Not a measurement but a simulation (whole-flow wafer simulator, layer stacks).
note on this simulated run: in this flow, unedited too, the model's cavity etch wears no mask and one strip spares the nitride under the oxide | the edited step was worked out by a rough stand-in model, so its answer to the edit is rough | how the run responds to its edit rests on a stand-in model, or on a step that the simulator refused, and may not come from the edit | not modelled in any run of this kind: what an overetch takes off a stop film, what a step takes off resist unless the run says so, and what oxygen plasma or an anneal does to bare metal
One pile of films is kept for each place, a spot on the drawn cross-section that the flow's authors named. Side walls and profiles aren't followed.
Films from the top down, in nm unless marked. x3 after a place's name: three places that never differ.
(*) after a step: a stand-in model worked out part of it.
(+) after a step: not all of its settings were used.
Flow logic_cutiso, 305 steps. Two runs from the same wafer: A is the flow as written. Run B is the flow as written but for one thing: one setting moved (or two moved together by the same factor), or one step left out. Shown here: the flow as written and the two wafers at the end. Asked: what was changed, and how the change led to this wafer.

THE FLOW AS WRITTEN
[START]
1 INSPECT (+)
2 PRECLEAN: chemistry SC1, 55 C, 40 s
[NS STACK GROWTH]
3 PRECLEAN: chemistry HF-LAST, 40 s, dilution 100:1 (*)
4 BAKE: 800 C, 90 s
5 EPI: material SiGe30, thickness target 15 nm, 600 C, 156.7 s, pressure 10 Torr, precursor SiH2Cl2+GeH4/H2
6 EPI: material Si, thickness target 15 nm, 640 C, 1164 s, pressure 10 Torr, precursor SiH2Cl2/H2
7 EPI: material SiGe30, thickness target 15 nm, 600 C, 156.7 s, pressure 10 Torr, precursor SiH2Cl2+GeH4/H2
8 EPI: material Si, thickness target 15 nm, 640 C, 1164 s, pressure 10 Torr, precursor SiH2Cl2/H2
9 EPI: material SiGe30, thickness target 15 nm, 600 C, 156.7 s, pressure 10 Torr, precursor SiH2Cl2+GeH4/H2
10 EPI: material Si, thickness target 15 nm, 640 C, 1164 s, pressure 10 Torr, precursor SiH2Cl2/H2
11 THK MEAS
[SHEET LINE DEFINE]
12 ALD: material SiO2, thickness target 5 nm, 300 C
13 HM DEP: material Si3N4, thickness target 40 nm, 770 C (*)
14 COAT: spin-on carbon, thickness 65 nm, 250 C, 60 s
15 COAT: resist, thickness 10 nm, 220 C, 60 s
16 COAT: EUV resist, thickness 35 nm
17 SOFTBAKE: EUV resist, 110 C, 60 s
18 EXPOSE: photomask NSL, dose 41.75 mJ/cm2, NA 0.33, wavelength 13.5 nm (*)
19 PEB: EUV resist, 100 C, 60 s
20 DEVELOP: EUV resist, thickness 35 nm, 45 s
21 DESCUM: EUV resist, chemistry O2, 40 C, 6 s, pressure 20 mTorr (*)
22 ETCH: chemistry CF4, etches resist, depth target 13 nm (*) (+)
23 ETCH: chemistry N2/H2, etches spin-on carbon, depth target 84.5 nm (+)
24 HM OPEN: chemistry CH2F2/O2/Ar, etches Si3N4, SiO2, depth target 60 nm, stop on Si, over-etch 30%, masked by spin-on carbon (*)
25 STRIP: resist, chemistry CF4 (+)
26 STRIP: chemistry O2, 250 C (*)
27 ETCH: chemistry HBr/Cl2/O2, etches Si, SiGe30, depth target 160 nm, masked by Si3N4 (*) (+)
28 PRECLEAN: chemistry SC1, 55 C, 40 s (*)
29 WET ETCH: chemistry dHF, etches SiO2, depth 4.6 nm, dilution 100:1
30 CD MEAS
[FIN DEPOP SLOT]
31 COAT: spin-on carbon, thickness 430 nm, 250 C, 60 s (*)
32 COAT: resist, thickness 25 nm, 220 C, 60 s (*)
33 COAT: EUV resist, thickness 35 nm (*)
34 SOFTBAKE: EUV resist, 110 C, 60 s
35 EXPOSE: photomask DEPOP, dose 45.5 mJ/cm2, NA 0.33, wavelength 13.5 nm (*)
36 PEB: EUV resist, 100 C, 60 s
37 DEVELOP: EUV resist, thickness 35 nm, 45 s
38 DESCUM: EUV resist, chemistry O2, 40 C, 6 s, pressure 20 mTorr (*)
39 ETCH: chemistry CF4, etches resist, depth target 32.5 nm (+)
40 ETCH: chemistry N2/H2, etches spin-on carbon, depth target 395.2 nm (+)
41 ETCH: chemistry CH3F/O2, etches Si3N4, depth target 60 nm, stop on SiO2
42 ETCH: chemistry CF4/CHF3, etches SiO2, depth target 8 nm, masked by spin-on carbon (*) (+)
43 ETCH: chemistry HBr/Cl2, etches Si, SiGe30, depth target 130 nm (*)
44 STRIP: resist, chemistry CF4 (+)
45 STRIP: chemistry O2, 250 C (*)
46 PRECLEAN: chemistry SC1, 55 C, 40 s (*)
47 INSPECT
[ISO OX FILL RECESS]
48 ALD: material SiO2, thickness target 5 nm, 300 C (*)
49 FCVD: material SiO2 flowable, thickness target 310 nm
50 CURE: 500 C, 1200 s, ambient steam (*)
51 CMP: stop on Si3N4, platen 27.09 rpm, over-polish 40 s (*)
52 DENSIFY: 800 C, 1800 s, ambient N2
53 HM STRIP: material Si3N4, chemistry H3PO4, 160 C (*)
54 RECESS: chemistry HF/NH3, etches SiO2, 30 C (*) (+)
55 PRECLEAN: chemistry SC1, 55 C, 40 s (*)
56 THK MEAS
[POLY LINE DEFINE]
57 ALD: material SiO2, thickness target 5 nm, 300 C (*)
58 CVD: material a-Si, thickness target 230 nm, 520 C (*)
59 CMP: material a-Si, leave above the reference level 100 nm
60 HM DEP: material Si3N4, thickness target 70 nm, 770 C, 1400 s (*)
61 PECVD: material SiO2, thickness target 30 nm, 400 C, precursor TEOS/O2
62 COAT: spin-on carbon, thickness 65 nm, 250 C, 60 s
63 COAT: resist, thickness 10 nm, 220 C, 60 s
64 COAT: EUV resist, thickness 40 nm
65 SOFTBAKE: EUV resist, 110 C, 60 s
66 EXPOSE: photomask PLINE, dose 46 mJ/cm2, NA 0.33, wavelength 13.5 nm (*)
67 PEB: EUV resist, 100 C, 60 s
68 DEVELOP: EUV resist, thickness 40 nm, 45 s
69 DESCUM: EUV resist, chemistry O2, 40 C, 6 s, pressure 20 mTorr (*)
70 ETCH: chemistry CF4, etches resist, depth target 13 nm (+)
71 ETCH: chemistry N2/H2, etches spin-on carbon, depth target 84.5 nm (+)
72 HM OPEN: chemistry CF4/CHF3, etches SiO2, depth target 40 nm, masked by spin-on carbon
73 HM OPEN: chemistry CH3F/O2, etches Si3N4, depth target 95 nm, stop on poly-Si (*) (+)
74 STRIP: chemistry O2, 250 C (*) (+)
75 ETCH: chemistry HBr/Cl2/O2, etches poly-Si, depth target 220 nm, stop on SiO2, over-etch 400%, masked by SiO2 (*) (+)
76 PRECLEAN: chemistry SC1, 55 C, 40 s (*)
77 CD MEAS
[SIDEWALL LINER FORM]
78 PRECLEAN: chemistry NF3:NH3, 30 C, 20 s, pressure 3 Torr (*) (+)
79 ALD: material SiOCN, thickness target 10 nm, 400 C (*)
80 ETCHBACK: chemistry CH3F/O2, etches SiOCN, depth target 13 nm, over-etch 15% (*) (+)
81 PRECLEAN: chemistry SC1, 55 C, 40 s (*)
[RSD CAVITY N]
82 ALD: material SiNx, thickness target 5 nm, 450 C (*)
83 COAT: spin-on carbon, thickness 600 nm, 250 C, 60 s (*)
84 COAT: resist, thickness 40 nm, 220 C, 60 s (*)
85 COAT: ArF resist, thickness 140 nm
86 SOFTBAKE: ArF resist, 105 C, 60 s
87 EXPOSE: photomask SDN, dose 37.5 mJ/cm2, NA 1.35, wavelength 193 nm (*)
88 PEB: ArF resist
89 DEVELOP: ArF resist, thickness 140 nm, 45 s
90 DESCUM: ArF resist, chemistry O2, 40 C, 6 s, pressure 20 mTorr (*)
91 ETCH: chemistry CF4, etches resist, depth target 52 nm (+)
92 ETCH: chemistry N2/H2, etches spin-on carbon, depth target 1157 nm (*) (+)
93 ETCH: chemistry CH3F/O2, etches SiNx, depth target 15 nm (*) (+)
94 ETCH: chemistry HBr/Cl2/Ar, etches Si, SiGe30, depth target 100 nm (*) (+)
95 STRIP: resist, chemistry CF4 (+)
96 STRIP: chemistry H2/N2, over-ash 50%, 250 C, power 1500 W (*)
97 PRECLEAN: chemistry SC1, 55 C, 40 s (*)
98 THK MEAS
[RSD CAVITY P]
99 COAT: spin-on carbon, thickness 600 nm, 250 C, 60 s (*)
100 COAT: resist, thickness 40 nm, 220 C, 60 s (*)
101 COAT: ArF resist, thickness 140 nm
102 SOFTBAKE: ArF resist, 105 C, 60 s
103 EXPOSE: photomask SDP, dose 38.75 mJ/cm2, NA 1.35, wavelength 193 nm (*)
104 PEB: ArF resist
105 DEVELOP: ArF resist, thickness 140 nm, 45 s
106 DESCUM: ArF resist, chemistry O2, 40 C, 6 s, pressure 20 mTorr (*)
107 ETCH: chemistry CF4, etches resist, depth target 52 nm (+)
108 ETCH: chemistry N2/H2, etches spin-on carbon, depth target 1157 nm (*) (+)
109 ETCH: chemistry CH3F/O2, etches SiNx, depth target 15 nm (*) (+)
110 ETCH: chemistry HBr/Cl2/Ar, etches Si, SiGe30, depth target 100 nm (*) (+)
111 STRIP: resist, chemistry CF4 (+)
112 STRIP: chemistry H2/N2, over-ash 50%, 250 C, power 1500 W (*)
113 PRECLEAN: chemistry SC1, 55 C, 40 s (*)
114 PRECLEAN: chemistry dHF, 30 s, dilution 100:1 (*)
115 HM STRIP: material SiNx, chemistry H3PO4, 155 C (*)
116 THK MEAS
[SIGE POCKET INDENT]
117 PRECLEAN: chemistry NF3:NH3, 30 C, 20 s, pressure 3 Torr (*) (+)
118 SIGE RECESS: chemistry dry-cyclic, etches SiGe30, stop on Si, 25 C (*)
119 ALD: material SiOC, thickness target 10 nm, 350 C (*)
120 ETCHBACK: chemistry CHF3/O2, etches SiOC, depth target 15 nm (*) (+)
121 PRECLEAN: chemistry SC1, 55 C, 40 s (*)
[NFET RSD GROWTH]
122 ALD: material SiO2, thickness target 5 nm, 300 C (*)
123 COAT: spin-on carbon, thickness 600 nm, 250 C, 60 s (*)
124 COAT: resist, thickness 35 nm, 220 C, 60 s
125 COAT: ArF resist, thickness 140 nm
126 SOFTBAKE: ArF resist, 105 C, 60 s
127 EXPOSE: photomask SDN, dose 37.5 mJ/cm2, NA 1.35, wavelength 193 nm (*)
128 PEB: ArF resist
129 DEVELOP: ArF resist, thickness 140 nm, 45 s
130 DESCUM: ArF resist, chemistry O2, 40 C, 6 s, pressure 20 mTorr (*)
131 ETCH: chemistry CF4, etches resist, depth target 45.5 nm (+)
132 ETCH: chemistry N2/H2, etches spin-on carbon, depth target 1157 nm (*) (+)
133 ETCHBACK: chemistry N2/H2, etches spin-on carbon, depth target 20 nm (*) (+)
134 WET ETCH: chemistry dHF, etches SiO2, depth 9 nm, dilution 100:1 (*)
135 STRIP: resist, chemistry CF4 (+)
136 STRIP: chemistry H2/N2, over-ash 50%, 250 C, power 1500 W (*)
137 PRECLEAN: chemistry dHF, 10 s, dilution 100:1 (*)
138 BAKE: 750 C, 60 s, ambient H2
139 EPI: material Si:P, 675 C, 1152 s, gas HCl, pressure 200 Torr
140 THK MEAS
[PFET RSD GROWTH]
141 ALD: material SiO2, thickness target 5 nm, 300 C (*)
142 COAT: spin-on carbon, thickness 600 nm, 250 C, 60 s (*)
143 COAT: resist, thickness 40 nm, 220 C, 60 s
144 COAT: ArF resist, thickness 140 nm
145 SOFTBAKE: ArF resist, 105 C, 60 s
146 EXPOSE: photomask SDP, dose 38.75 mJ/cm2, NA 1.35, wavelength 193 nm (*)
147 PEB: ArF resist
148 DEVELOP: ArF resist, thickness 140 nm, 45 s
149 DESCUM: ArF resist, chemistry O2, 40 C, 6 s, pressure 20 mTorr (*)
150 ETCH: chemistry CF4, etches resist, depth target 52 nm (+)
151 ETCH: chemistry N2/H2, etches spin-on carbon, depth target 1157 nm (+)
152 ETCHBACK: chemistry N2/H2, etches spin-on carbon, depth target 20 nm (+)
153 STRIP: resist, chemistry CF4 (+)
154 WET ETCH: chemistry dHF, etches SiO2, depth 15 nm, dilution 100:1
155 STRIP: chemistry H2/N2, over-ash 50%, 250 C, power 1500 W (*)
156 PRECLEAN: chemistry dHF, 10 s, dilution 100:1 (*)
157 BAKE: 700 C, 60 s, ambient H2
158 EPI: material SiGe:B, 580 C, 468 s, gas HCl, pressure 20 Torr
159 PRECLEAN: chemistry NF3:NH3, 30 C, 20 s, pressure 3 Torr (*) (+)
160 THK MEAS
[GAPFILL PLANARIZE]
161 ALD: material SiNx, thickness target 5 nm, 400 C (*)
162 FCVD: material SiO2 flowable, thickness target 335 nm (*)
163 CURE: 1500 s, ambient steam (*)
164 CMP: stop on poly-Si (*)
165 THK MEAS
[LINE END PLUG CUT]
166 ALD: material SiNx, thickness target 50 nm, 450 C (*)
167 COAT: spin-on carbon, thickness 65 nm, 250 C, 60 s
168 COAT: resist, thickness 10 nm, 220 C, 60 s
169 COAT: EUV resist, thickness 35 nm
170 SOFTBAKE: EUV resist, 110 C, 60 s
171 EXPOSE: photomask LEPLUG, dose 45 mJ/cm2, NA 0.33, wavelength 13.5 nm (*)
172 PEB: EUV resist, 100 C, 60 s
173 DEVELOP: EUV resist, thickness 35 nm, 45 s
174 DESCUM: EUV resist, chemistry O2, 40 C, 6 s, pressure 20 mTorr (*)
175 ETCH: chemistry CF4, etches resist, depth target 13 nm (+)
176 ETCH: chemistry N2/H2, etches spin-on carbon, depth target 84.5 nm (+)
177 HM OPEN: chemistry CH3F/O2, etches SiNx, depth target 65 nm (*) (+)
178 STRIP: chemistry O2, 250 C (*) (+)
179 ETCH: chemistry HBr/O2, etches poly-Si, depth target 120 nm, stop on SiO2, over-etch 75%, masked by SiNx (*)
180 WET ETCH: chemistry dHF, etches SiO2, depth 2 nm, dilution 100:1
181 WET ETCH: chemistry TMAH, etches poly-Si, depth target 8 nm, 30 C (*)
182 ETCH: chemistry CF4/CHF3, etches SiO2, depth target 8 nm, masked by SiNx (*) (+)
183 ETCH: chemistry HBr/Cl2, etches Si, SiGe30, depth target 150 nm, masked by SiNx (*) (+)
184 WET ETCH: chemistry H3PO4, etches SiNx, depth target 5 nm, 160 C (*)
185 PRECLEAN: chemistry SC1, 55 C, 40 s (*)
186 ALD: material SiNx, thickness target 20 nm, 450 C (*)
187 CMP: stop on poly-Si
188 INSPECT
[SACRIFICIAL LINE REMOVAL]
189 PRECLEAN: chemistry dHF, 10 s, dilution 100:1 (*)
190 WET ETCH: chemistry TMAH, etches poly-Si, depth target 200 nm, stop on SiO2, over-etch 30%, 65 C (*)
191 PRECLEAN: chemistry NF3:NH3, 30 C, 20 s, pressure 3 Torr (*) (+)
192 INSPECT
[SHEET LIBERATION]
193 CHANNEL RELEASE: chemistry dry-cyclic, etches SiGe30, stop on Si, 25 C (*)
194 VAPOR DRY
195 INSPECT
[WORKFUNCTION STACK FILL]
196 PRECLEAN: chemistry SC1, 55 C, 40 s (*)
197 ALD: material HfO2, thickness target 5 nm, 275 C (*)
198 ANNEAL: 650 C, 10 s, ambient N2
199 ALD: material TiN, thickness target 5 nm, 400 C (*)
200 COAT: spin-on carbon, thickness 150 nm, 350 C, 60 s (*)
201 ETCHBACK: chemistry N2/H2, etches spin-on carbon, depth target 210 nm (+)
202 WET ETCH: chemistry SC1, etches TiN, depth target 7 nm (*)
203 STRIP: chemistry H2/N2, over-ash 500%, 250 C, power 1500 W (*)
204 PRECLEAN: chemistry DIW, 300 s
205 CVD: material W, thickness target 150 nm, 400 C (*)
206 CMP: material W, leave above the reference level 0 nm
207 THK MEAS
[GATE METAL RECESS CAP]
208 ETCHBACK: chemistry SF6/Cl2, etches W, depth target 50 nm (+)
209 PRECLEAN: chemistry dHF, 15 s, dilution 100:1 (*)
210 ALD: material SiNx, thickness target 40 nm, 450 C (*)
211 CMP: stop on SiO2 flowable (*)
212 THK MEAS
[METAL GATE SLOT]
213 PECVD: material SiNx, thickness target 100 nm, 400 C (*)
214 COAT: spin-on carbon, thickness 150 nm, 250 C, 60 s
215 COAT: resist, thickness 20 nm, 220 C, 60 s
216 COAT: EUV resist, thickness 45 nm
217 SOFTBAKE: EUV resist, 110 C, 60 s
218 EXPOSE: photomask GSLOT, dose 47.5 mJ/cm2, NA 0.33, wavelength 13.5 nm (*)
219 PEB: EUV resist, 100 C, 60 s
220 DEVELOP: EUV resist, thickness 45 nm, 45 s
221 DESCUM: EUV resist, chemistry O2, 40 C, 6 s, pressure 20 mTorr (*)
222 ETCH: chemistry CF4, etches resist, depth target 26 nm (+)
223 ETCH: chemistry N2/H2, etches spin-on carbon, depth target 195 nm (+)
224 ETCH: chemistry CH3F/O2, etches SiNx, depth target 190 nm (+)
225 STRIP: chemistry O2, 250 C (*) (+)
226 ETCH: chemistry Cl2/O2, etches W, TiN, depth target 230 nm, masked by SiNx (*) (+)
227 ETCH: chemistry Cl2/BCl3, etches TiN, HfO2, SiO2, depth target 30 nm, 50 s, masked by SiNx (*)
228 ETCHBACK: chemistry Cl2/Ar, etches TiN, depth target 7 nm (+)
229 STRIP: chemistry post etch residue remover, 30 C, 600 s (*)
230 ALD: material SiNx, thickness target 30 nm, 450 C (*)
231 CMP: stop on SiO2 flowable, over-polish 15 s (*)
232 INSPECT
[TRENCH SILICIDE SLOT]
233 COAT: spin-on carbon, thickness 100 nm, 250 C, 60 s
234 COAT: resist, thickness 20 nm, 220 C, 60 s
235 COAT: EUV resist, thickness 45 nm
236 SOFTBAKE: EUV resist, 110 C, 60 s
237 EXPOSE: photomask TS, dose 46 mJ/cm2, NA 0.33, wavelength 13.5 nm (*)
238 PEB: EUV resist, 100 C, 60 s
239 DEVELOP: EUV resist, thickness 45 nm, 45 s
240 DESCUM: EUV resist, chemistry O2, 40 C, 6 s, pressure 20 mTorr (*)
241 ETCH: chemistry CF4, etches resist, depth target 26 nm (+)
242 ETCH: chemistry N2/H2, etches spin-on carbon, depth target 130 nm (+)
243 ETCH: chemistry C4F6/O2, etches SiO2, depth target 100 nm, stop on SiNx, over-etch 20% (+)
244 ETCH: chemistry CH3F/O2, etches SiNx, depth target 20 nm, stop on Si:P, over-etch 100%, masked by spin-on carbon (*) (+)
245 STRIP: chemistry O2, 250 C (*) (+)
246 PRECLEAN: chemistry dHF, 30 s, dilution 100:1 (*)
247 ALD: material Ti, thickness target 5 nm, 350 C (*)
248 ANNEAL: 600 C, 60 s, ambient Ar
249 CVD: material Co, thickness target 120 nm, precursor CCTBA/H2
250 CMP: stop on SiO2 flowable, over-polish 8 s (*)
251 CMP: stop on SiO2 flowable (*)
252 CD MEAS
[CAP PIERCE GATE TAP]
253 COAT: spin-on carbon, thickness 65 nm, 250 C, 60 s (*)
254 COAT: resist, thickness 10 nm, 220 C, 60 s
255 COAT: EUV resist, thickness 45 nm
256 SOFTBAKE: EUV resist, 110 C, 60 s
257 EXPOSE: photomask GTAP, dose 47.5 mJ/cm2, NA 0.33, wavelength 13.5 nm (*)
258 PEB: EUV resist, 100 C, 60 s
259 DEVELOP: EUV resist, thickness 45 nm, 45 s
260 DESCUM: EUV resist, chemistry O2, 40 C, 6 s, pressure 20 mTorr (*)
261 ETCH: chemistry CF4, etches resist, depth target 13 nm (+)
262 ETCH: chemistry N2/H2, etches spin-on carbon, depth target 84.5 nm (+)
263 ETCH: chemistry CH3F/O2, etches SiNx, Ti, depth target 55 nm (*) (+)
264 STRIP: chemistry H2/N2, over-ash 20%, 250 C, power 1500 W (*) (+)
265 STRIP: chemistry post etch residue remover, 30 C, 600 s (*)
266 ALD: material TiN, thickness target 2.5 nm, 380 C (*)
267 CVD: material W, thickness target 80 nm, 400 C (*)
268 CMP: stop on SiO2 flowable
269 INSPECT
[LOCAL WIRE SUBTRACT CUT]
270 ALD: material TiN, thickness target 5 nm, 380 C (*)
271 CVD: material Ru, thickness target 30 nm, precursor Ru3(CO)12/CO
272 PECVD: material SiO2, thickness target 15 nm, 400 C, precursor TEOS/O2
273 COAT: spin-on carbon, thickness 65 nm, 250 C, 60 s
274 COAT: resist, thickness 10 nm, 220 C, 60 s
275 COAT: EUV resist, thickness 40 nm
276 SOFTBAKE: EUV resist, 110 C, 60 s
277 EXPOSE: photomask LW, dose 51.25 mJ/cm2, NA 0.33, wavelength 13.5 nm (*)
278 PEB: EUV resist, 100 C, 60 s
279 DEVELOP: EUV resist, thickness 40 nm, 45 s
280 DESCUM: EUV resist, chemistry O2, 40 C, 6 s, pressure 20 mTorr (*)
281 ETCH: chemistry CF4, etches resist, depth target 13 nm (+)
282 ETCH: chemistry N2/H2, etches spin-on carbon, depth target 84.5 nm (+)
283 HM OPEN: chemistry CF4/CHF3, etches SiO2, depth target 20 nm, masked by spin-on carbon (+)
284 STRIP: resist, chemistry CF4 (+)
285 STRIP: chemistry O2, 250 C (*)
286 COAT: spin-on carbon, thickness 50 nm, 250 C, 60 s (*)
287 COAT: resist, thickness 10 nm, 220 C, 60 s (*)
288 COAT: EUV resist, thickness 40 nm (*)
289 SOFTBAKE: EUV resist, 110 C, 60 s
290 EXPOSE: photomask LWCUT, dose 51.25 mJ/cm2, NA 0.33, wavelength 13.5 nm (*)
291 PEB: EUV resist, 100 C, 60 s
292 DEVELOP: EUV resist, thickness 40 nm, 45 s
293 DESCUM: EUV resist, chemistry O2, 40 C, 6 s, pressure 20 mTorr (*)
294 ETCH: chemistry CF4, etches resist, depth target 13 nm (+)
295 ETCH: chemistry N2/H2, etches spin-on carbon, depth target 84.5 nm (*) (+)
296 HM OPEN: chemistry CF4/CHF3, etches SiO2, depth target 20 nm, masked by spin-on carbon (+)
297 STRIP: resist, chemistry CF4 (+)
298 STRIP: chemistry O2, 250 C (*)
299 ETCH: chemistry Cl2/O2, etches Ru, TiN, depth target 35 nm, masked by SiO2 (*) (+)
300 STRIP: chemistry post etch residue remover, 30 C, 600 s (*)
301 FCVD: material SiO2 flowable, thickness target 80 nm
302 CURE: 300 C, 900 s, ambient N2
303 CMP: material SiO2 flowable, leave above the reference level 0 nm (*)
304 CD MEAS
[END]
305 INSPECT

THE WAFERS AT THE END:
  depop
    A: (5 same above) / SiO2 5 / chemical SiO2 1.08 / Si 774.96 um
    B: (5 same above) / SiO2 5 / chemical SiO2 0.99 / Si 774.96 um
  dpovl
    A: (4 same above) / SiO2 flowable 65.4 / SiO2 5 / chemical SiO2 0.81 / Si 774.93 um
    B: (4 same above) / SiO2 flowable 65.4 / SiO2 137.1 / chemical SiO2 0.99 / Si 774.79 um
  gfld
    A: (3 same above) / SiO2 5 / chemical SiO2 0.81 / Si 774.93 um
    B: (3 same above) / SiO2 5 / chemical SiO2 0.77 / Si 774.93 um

The cause: step 31, COAT: thickness 215 nm was run, where the flow has thickness 430 nm.

How the change led to this, step by step:
  31 COAT: spin-on carbon, thickness 430 nm, 250 C, 60 s (*)
      gxn, gxp: A spin-on carbon +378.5 (new film) | B spin-on carbon +161.7 (new film)
      rsdn, rsdw: A spin-on carbon +379.8 (new film) | B spin-on carbon +166.5 (new film)
      (and at 18 more places)
  32 COAT: resist, thickness 25 nm, 220 C, 60 s (*)
      gfld: A resist +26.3 (new film) | B resist +29.1 (new film)
      gl: A resist +25.1 (new film) | B resist +23.3 (new film)
      (and at 13 more places)
  40 ETCH: chemistry N2/H2, etches spin-on carbon, depth target 395.2 nm (+)
      dpovl: A spin-on carbon -395.2 | B spin-on carbon -285.1 (all of it)
      gl, gxn, gxp and 7 more: A EUV resist -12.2 (all of it), resist -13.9 | B EUV resist -12.2 (all of it), resist -9.92
      (and at 11 more places)
  41 ETCH: chemistry CH3F/O2, etches Si3N4, depth target 60 nm, stop on SiO2
      dpovl: A spin-on carbon -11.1 | B Si -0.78
      depop: A Si3N4 -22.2 (all of it), SiO2 -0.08 | B Si3N4 -21.1 (all of it), SiO2 -0.08
  42 ETCH: chemistry CF4/CHF3, etches SiO2, depth target 8 nm, masked by spin-on carbon (*) (+)
      dpovl: A spin-on carbon -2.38 | B Si -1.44
      gl: A resist -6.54 (all of it), spin-on carbon -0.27 | B resist -7.38
      (and at 17 more places)
  43 ETCH: chemistry HBr/Cl2, etches Si, SiGe30, depth target 130 nm (*)
      gxn, gxp: A spin-on carbon -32 | B resist -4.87 (all of it), spin-on carbon -25.2
      lnr, lnrp: A spin-on carbon -32 | B resist -4.45 (all of it), spin-on carbon -25.8
      (and at 12 more places)
  45 STRIP: chemistry O2, 250 C (*)
      dpovl: A chemical SiO2 +0.82 (new film), spin-on carbon -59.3 (all of it), Si -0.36 | B chemical SiO2 +1.04 (new film), Si -0.46
      gfld, lnri: A chemical SiO2 +0.82 (new film), spin-on carbon -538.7 (all of it), Si -0.36 | B chemical SiO2 +0.75 (new film), spin-on carbon -329.5 (all of it), Si -0.33
      (and at 18 more places)
  48 ALD: material SiO2, thickness target 5 nm, 300 C (*)
      dpovl: A SiO2 +5 (new film) | B SiO2 +137.1 (new film)
  52 DENSIFY: 800 C, 1800 s, ambient N2
      nsgap: A SiO2 flowable -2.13 | B SiO2 flowable -2.84
